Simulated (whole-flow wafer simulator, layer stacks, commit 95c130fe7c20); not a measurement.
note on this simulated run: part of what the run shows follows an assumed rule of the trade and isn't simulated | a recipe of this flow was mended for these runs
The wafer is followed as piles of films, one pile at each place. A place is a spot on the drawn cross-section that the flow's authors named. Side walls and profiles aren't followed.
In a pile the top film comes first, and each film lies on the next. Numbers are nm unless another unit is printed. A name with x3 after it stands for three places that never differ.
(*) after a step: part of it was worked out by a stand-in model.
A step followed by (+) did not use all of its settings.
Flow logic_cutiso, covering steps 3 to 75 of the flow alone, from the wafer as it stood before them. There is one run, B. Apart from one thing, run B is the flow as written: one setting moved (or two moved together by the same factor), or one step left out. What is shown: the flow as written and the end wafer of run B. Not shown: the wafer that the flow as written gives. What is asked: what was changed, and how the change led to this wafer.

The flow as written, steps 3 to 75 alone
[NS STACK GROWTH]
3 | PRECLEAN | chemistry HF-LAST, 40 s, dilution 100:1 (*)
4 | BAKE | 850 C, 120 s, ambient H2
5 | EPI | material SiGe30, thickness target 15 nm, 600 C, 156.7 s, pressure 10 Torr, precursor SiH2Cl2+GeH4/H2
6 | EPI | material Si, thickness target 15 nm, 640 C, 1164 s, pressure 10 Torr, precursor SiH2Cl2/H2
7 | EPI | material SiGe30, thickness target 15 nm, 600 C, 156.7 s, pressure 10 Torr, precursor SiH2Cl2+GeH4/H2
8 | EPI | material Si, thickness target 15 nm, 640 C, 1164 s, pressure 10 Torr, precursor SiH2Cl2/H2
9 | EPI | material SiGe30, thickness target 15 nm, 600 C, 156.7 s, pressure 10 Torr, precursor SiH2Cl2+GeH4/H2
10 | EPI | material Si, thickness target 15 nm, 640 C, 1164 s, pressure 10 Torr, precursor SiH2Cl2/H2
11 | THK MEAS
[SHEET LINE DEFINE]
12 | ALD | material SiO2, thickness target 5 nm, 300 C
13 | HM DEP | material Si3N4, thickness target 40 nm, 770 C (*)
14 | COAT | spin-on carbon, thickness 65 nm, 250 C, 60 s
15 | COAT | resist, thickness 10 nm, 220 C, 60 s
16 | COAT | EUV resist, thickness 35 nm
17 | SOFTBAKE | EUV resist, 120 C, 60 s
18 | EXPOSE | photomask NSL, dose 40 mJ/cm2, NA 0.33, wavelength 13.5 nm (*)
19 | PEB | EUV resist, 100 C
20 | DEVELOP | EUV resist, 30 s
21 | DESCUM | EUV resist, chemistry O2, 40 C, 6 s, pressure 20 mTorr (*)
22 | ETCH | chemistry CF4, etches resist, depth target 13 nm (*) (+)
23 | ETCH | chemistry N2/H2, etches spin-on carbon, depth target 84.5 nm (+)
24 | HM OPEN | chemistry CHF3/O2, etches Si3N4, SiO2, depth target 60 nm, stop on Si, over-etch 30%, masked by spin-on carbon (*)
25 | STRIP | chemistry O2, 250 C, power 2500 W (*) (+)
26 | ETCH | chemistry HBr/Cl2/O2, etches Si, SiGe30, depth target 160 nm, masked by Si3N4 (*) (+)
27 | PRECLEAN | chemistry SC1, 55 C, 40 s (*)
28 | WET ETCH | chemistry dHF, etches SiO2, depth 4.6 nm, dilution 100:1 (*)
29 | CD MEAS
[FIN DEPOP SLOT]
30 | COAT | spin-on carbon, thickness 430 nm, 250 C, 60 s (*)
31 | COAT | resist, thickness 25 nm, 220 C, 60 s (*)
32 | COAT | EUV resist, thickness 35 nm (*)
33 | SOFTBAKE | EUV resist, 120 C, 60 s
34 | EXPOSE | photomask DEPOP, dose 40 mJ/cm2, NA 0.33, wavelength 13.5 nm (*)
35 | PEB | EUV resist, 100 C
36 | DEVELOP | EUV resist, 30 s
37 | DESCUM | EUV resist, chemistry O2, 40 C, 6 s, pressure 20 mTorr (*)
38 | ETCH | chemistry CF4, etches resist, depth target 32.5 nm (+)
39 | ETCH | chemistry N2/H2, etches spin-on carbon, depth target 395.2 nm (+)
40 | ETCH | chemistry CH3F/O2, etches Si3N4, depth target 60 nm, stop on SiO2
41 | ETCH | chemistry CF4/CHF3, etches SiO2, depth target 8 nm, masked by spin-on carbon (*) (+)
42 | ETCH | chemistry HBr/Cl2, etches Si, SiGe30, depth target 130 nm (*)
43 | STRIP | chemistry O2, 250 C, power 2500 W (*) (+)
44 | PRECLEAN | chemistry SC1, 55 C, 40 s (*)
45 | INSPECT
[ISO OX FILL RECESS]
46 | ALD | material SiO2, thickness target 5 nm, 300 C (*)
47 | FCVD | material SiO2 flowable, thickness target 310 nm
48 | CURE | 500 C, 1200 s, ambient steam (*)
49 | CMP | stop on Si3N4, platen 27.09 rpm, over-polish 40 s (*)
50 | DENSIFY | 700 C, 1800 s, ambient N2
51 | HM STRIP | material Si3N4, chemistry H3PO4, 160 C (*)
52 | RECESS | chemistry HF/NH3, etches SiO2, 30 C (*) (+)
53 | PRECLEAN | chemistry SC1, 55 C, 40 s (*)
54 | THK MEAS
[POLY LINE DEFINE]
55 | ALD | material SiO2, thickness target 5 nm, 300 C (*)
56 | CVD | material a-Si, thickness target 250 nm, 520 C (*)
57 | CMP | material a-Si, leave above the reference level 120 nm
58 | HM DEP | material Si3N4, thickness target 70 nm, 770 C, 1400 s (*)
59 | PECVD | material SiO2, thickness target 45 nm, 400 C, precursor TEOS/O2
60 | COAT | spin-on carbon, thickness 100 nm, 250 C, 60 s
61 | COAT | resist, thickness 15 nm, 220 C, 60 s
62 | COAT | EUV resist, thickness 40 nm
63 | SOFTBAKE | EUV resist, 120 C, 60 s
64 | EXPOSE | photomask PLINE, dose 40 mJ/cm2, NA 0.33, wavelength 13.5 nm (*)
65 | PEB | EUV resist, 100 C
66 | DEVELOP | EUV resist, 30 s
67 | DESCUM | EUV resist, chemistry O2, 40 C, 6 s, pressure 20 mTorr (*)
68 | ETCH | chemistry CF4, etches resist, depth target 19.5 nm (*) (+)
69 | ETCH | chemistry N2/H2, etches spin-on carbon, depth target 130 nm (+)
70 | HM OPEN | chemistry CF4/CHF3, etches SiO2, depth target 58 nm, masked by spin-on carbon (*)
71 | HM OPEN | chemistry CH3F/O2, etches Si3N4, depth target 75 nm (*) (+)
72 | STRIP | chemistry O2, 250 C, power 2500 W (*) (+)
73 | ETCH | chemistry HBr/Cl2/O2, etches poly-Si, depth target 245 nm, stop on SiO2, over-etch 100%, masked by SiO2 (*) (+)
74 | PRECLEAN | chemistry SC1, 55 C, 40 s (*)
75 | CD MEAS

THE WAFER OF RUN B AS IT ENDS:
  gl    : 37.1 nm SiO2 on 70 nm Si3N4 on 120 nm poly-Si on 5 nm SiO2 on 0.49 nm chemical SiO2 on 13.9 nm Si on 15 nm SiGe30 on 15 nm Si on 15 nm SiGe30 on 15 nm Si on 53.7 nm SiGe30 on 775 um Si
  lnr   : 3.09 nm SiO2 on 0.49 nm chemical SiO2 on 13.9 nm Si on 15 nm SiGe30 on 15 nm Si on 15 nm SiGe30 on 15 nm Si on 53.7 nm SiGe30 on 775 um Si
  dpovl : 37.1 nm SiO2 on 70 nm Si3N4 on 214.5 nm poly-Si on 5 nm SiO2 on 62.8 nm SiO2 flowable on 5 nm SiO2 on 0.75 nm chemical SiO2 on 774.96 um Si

What caused this: step 5, EPI: 668 C was run, while the flow as written has 600 C.

How this came from the change, step by step:
  5 | EPI | material SiGe30, thickness target 15 nm, 600 C, 156.7 s, pressure 10 Torr, precursor SiH2Cl2+GeH4/H2
      depop, dpovl, gfld and 19 more: +53.7 SiGe30 (new film) (in the flow as written it would be: +15 SiGe30 (new film))
  26 | ETCH | chemistry HBr/Cl2/O2, etches Si, SiGe30, depth target 160 nm, masked by Si3N4 (*) (+)
      dpovl, gfld, gxf, iso, isow, lnri, nsgap: -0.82 chemical SiO2 (all of it), -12 Si (all of it), -15 SiGe30 (all of it), -15 Si (all of it), -15 SiGe30 (all of it), -15 Si (all of it), -53.7 SiGe30 (all of it), -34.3 Si (in the flow as written it would be: -0.82 chemical SiO2 (all of it), -12 Si (all of it), -15 SiGe30 (all of it), -15 Si (all of it), -15 SiGe30 (all of it), -15 Si (all of it), -15 SiGe30 (all of it), -73 Si)
  42 | ETCH | chemistry HBr/Cl2, etches Si, SiGe30, depth target 130 nm (*)
      depop: -13.8 Si (all of it), -15 SiGe30 (all of it), -15 Si (all of it), -15 SiGe30 (all of it), -15 Si (all of it), -53.7 SiGe30 (all of it), -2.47 Si (in the flow as written it would be: -13.8 Si (all of it), -15 SiGe30 (all of it), -15 Si (all of it), -15 SiGe30 (all of it), -15 Si (all of it), -15 SiGe30 (all of it), -41.2 Si)
